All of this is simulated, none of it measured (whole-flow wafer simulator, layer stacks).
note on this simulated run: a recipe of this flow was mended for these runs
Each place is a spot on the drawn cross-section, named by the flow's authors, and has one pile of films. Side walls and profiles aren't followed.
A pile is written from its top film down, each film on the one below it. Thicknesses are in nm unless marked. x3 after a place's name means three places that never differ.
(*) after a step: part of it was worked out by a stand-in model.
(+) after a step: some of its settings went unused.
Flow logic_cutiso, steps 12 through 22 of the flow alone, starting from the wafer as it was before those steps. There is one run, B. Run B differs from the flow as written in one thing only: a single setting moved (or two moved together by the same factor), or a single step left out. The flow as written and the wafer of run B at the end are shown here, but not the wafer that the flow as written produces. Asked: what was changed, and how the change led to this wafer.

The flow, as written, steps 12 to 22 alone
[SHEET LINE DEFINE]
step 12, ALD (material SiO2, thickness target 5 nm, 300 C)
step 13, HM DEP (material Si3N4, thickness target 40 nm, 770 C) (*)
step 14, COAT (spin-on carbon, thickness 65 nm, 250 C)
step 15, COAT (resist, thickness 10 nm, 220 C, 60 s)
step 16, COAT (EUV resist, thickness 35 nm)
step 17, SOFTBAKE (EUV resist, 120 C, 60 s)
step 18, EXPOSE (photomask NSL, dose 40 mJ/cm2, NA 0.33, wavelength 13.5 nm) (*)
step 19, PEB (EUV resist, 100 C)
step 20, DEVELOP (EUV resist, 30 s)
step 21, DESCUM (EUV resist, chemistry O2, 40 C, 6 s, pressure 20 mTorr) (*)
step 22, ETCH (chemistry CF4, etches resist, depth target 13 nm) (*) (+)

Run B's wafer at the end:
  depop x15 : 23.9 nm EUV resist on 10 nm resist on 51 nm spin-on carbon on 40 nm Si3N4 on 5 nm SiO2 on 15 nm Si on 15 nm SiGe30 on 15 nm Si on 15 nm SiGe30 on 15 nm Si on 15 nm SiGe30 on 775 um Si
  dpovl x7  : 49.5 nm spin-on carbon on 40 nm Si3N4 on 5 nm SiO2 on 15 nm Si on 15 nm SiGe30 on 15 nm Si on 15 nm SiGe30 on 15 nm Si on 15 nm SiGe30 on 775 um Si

What caused this: step 14, COAT: thickness 51 nm was run, whereas the flow has thickness 65 nm.
The wafer lets one read it off: depop x15 has spin-on carbon 51, and step 14 as written asks for 65 nm.

Step by step, how the change led to this:
  step 14, COAT (spin-on carbon, thickness 65 nm, 250 C)
      depop x15, dpovl x7: +51 spin-on carbon (new film) (in the flow as written it would be: +65 spin-on carbon (new film))
